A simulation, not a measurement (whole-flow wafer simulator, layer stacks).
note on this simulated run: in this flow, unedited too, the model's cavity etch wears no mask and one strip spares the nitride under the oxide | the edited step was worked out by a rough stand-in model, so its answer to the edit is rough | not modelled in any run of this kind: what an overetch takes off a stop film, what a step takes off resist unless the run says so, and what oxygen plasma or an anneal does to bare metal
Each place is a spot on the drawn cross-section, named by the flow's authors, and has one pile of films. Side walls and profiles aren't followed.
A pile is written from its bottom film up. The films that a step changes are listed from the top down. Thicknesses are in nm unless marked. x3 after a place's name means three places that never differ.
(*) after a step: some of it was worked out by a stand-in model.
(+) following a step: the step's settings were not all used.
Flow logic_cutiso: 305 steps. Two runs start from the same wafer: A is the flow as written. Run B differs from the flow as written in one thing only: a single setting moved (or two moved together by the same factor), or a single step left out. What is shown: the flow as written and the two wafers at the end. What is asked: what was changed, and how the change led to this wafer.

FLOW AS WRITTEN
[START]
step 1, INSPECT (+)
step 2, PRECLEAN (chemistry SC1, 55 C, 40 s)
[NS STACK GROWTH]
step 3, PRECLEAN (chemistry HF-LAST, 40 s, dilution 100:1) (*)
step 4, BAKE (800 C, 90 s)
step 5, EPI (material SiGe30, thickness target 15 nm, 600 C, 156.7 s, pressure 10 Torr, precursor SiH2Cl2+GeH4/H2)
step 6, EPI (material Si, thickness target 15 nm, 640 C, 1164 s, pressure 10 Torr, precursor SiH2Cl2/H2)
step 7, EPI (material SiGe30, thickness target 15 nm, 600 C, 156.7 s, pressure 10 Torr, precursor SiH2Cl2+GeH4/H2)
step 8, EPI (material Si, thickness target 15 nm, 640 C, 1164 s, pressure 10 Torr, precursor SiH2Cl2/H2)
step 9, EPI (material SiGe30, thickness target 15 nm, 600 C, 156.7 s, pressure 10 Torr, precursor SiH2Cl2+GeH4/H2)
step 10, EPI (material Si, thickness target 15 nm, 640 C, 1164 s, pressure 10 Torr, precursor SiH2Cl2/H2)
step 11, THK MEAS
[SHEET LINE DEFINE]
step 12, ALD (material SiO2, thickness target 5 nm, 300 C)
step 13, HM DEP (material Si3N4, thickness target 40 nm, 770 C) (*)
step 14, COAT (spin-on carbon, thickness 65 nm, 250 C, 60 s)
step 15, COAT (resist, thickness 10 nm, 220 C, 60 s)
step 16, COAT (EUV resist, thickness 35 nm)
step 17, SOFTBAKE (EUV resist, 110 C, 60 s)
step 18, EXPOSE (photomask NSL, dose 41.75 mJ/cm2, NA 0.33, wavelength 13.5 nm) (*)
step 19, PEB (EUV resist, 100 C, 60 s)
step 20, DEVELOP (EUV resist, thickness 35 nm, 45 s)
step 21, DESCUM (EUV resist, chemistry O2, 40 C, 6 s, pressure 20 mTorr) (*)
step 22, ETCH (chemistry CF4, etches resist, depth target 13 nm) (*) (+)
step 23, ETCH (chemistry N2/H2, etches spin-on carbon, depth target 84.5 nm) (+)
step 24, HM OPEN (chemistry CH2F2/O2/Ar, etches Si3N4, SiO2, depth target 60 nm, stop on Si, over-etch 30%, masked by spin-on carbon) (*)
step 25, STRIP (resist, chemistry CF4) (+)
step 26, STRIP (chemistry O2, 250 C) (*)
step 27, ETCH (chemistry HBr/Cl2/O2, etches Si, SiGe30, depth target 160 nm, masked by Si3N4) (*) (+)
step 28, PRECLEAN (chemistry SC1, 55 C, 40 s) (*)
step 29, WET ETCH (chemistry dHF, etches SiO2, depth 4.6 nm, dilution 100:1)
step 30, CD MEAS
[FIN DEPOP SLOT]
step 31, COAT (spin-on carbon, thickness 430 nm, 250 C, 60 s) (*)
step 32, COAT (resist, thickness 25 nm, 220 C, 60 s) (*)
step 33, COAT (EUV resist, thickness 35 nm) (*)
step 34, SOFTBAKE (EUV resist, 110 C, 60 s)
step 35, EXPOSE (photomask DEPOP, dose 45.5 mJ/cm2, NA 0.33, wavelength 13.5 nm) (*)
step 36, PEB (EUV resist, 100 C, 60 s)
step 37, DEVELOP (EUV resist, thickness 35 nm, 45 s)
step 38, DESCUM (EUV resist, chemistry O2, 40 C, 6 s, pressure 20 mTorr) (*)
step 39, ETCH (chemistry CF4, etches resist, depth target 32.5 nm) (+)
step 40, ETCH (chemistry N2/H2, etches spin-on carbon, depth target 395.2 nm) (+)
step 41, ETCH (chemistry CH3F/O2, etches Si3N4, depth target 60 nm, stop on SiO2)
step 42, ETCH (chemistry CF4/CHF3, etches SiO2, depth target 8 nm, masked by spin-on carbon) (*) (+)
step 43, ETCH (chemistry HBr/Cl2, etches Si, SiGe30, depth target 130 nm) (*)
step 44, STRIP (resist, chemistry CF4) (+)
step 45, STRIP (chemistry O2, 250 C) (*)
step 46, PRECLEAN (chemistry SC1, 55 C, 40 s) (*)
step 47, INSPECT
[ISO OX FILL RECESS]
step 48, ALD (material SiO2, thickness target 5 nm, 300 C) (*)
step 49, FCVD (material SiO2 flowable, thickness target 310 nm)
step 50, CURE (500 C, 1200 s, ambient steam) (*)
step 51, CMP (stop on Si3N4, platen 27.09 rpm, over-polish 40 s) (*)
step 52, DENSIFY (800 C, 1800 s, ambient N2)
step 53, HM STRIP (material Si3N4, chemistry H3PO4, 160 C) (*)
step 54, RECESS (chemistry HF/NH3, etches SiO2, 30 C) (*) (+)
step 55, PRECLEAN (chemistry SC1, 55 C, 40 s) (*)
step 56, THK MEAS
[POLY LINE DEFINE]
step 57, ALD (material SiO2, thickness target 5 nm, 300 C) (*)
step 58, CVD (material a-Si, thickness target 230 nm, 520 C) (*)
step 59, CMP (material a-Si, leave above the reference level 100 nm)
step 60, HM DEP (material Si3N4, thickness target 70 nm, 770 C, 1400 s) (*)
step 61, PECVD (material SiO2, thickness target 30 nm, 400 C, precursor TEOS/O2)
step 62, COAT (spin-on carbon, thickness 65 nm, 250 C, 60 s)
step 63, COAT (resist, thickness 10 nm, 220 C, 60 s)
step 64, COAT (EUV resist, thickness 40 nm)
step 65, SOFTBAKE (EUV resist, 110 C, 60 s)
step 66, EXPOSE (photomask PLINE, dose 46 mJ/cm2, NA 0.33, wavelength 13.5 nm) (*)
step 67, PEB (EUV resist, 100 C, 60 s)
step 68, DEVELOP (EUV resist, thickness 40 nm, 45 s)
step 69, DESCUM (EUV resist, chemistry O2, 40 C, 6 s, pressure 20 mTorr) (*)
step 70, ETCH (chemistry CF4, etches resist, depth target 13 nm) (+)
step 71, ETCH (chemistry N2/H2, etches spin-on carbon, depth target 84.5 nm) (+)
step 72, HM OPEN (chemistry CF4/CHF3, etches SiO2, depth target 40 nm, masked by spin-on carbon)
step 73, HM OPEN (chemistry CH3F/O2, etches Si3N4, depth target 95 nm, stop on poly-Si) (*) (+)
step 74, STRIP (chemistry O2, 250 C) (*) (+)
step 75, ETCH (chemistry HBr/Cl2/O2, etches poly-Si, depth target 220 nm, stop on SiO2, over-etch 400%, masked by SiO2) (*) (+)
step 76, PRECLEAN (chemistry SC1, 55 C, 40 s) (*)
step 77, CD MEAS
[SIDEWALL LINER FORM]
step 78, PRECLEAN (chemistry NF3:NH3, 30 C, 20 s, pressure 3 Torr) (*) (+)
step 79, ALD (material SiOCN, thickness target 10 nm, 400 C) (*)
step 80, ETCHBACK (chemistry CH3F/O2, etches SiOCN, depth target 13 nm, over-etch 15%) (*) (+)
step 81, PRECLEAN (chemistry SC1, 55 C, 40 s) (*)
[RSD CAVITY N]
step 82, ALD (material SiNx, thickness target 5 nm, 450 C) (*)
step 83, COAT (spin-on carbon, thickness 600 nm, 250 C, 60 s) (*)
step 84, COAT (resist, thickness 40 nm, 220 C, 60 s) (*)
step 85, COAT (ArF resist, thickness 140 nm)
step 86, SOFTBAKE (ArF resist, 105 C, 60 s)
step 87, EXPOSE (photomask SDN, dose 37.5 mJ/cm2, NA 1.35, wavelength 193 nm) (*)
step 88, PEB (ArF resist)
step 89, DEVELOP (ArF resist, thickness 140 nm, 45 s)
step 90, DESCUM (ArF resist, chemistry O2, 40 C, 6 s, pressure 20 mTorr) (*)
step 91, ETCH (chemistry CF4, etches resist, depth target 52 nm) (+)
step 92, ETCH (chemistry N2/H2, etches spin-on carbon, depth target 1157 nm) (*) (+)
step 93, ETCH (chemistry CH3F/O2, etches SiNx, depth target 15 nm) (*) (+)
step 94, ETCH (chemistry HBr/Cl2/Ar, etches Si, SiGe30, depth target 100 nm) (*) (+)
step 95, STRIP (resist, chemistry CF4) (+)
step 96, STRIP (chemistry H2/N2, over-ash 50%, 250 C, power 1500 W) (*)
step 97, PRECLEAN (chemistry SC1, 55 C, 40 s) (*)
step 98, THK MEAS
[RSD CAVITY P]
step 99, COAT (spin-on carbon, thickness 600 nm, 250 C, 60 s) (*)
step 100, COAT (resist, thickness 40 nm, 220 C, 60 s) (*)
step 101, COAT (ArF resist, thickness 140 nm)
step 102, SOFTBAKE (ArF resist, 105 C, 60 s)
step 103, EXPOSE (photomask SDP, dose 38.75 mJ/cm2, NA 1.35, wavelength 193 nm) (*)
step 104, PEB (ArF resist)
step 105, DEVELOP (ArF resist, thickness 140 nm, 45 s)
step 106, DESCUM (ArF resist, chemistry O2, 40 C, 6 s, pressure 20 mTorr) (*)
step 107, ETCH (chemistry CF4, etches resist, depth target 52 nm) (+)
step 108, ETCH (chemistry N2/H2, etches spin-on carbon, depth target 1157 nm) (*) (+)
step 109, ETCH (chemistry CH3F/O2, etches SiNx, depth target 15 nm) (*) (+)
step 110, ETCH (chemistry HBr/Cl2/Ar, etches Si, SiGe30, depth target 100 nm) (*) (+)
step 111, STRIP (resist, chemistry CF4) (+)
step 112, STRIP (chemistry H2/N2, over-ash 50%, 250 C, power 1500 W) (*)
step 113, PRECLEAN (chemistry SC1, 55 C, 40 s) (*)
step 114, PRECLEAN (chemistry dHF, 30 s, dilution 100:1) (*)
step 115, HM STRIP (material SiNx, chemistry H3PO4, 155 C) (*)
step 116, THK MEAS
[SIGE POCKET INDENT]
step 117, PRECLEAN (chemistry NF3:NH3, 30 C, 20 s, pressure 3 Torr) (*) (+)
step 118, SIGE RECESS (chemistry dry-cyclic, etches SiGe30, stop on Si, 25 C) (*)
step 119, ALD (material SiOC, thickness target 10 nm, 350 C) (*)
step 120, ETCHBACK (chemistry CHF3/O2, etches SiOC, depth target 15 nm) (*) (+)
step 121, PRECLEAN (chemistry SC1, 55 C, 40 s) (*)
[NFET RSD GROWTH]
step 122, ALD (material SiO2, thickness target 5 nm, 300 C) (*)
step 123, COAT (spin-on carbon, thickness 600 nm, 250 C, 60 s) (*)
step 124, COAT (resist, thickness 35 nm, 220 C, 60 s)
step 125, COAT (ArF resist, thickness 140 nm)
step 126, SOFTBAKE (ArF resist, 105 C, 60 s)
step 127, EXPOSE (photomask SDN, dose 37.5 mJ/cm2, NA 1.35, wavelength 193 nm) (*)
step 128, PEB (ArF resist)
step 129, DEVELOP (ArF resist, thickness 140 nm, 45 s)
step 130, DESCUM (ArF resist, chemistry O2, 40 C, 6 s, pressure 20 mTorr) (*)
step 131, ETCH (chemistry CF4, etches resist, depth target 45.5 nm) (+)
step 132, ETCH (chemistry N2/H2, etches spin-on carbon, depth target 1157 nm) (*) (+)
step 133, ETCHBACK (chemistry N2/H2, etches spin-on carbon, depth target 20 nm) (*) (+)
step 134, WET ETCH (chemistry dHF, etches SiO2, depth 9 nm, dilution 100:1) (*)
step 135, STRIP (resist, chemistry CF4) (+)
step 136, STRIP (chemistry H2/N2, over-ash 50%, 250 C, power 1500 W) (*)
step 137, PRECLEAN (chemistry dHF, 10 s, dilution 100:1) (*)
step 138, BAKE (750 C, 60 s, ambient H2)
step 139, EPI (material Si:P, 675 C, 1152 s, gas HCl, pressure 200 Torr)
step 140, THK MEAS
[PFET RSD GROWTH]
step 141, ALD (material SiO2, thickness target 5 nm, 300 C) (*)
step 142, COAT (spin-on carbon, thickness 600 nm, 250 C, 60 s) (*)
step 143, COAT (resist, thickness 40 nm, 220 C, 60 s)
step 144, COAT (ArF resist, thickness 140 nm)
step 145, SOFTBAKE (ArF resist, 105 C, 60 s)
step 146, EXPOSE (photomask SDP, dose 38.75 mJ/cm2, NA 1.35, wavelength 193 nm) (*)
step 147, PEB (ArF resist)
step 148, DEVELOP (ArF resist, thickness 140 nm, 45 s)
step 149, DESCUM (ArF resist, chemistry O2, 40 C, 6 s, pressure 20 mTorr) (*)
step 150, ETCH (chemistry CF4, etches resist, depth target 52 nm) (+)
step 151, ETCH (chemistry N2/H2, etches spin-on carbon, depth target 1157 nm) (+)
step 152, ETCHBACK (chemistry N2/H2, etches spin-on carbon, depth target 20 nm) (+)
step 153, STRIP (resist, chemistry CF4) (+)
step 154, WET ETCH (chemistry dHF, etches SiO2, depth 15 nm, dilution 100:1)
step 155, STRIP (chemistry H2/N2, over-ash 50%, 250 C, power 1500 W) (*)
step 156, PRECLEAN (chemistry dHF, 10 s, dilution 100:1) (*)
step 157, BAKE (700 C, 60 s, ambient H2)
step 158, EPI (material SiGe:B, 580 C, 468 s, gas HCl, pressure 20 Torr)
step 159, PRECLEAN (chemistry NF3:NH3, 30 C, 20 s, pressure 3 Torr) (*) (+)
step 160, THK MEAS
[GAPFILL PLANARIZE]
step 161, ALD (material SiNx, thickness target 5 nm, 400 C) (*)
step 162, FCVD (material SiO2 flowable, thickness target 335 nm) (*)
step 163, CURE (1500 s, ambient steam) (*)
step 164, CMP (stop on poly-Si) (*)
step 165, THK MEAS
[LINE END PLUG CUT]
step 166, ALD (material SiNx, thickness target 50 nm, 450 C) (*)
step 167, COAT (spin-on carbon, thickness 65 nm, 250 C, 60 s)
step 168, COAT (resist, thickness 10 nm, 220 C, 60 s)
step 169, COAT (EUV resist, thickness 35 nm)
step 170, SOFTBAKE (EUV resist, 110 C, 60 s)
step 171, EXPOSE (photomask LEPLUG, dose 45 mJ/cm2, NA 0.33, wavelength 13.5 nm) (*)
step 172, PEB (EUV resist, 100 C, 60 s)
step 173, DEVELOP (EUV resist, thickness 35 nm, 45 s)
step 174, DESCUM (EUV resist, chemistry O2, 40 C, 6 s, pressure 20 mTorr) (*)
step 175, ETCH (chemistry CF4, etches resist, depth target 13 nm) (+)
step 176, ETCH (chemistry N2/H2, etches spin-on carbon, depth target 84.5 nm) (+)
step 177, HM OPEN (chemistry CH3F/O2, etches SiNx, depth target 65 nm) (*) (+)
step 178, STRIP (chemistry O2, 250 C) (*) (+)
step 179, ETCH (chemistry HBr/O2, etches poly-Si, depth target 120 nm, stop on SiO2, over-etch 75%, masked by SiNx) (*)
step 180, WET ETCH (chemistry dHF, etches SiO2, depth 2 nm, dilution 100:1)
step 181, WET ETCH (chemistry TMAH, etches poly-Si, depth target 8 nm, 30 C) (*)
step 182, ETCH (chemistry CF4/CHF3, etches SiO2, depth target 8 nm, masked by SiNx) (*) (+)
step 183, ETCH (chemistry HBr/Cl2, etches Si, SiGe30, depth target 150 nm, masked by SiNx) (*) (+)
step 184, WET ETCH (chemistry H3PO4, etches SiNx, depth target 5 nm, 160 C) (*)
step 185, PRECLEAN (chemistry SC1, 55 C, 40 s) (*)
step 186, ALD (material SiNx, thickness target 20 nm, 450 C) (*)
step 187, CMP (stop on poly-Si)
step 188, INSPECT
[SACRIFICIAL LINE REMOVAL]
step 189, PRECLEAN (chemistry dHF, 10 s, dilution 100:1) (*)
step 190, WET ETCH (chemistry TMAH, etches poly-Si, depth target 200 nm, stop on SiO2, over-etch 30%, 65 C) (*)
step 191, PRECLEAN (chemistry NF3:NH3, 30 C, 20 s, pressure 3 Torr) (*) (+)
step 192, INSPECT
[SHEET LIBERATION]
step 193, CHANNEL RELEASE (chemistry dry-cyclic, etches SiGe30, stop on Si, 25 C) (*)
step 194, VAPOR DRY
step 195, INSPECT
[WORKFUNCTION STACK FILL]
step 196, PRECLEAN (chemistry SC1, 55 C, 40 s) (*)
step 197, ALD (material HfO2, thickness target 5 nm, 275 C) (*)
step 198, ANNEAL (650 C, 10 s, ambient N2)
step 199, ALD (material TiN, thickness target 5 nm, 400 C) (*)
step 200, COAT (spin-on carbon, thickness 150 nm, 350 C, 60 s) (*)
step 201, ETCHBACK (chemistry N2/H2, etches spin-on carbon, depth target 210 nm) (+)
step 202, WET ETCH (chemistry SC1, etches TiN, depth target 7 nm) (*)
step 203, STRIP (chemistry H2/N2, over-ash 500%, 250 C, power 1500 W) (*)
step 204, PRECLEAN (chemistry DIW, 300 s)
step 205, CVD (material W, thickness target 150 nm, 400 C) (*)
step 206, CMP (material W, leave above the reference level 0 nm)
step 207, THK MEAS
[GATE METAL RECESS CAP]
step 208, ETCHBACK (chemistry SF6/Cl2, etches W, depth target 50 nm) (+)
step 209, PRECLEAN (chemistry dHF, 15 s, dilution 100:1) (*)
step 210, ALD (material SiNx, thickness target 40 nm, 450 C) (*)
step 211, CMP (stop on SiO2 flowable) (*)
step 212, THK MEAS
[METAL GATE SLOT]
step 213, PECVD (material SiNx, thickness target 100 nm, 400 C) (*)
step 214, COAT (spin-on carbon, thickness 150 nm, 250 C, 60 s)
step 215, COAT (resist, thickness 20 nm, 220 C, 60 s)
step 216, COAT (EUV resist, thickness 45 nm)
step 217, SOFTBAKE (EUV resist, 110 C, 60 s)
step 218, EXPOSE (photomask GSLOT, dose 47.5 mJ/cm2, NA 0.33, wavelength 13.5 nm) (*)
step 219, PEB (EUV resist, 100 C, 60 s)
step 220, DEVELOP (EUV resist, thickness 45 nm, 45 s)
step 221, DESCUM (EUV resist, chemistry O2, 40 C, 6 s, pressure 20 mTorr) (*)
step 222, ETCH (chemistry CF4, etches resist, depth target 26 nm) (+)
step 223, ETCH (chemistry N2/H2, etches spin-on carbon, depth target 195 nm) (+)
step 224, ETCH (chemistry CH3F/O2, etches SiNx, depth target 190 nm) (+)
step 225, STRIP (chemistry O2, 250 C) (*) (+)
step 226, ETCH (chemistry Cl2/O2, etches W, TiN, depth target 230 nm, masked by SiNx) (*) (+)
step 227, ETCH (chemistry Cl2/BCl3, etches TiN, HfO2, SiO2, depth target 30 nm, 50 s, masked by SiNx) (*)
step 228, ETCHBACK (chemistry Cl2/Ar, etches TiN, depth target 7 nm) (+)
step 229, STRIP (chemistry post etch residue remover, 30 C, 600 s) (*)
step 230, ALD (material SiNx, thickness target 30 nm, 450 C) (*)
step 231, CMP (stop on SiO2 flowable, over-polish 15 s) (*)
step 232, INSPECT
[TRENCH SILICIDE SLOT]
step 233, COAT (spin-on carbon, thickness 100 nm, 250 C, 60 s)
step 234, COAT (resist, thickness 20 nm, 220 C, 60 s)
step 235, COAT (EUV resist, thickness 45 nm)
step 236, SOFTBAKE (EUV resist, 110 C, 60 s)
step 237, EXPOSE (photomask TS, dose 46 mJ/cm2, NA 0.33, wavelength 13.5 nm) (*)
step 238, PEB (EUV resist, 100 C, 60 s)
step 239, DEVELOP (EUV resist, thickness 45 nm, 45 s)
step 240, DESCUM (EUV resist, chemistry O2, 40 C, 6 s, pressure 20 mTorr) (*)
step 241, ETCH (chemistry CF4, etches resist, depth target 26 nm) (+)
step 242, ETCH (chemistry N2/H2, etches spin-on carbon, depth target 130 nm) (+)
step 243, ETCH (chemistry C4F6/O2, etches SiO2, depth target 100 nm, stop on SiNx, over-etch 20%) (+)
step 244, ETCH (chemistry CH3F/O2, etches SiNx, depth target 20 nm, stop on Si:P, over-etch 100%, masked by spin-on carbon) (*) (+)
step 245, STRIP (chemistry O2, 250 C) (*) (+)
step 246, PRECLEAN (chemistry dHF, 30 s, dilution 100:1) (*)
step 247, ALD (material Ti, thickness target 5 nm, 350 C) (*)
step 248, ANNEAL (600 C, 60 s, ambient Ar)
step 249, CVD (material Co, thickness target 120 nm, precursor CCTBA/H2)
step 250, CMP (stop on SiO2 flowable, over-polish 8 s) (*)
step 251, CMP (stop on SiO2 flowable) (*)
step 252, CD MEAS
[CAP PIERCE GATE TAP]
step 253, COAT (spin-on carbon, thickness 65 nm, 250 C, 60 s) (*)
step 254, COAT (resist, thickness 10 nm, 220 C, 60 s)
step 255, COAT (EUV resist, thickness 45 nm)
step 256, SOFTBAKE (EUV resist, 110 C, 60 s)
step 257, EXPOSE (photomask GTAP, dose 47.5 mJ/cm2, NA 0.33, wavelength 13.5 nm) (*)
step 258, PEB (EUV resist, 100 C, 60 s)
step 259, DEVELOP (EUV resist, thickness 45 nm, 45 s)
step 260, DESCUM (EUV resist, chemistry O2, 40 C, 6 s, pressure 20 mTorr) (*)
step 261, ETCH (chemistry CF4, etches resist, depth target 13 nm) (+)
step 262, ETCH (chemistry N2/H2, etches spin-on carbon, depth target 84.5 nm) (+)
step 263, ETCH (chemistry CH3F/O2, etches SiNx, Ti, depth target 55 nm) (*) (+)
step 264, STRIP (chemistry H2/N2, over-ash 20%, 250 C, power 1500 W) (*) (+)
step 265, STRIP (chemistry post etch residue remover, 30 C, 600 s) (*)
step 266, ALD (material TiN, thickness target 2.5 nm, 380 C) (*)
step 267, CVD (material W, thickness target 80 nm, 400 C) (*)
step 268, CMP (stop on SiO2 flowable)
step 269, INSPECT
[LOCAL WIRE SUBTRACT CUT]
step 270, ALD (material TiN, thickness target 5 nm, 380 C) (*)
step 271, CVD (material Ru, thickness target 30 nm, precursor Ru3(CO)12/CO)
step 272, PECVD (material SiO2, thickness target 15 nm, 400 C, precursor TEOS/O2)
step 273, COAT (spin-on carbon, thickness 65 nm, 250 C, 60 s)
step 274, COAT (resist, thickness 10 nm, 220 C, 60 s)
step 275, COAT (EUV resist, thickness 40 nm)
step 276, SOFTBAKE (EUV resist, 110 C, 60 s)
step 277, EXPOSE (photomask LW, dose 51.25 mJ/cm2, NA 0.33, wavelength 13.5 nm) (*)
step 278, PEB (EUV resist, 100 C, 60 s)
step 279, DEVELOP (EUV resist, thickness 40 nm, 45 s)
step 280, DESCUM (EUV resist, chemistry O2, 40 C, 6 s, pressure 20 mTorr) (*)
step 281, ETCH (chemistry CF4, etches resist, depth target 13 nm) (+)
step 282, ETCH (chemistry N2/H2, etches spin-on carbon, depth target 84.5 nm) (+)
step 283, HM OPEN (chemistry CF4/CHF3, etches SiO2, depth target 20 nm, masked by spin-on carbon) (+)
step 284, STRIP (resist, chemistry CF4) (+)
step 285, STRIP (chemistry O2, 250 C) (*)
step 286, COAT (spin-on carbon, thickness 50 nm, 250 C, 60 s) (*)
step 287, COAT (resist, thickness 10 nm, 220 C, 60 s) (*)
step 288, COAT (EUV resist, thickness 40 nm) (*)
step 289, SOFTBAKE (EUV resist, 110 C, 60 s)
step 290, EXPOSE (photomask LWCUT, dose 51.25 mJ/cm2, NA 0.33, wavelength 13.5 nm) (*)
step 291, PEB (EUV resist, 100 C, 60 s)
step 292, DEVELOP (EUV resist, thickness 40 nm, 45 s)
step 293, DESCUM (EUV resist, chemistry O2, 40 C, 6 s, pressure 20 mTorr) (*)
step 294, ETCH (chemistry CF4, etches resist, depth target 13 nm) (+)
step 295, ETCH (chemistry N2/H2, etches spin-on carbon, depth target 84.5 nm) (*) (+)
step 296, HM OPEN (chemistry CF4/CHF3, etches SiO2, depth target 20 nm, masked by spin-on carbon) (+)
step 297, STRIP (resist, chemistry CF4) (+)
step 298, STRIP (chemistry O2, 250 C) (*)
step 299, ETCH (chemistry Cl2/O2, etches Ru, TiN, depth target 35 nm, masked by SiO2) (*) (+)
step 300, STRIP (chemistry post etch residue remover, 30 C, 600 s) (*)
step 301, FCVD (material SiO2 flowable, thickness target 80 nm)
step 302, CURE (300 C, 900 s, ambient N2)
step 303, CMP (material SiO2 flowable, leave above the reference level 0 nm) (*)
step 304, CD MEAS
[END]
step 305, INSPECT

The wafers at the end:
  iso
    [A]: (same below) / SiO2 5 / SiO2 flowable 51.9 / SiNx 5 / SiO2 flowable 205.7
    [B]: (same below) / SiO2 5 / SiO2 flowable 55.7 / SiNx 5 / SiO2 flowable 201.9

What caused this: step 120, ETCHBACK: depth target 11.2 nm was run, though the flow has depth target 15 nm.

The path from the change to this, step by step:
  step 120, ETCHBACK (chemistry CHF3/O2, etches SiOC, depth target 15 nm) (*) (+)
      gl, tap: A SiOC loses 10 (all of it), SiO2 loses 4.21 (all of it), Si3N4 loses 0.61 | B SiOC loses 10 (all of it), SiO2 loses 1.2
      glp: A SiOC loses 10 (all of it), SiO2 loses 4.25 (all of it), Si3N4 loses 0.58 | B SiOC loses 10 (all of it), SiO2 loses 1.2
      (and at 15 other places as well)
  step 122, ALD (material SiO2, thickness target 5 nm, 300 C) (*)
      gl, glp, tap: A SiO2 gains 5 (new film) | B SiO2 gains 5
      gxn: A SiO2 gains 6.76 (new film) | B SiO2 gains 5
      (and at 1 other place as well)
  step 132, ETCH (chemistry N2/H2, etches spin-on carbon, depth target 1157 nm) (*) (+)
      gl, tap: A spin-on carbon loses 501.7 (all of it), SiO2 loses 5 (all of it), Si3N4 loses 0.5 | B spin-on carbon loses 499.9 (all of it), SiO2 loses 6.09
  step 133, ETCHBACK (chemistry N2/H2, etches spin-on carbon, depth target 20 nm) (*) (+)
      gl, tap: A Si3N4 loses 0.56 | B SiO2 loses 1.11
      gxn: A SiO2 loses 0.7 (all of it), Si3N4 loses 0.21 | B SiO2 loses 1.11
  step 134, WET ETCH (chemistry dHF, etches SiO2, depth 9 nm, dilution 100:1) (*)
      gl, tap: A Si3N4 loses 0.34 | B SiO2 loses 0.77 (all of it), Si3N4 loses 0.24
      gxn: A Si3N4 loses 0.34 | B SiO2 loses 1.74 (all of it), Si3N4 loses 0.21
  step 141, ALD (material SiO2, thickness target 5 nm, 300 C) (*)
      gxn: A SiO2 gains 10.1 (new film) | B SiO2 gains 11.5 (new film)
  step 153, STRIP (resist, chemistry CF4) (+)
      glp: A SiO2 loses 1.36 (all of it) | B SiO2 loses 4.29 (all of it)
      gxp: A SiO2 loses 3.06 (all of it) | B SiO2 loses 5.23 (all of it)
  step 161, ALD (material SiNx, thickness target 5 nm, 400 C) (*)
      gxp: A SiNx gains 5 (new film) | B SiNx gains 5.65 (new film)
  step 164, CMP (stop on poly-Si) (*)
      depop, dpovl, isow, ns, nsgap: A SiO2 flowable loses 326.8 (all of it), SiNx loses 5 (all of it), SiO2 loses 4.13 (all of it), Si3N4 loses 70 (all of it) | B SiO2 flowable loses 326.8 (all of it), SiNx loses 5 (all of it), SiO2 loses 7.93 (all of it), Si3N4 loses 70 (all of it)
      gfld, gxf, plug: A SiO2 flowable loses 251.9 (all of it), SiNx loses 5 (all of it), SiO2 loses 4.13 (all of it), Si3N4 loses 70 (all of it) | B SiO2 flowable loses 250.1 (all of it), SiNx loses 5 (all of it), SiO2 loses 7.93 (all of it), Si3N4 loses 70 (all of it)
      (and at 8 other places as well)
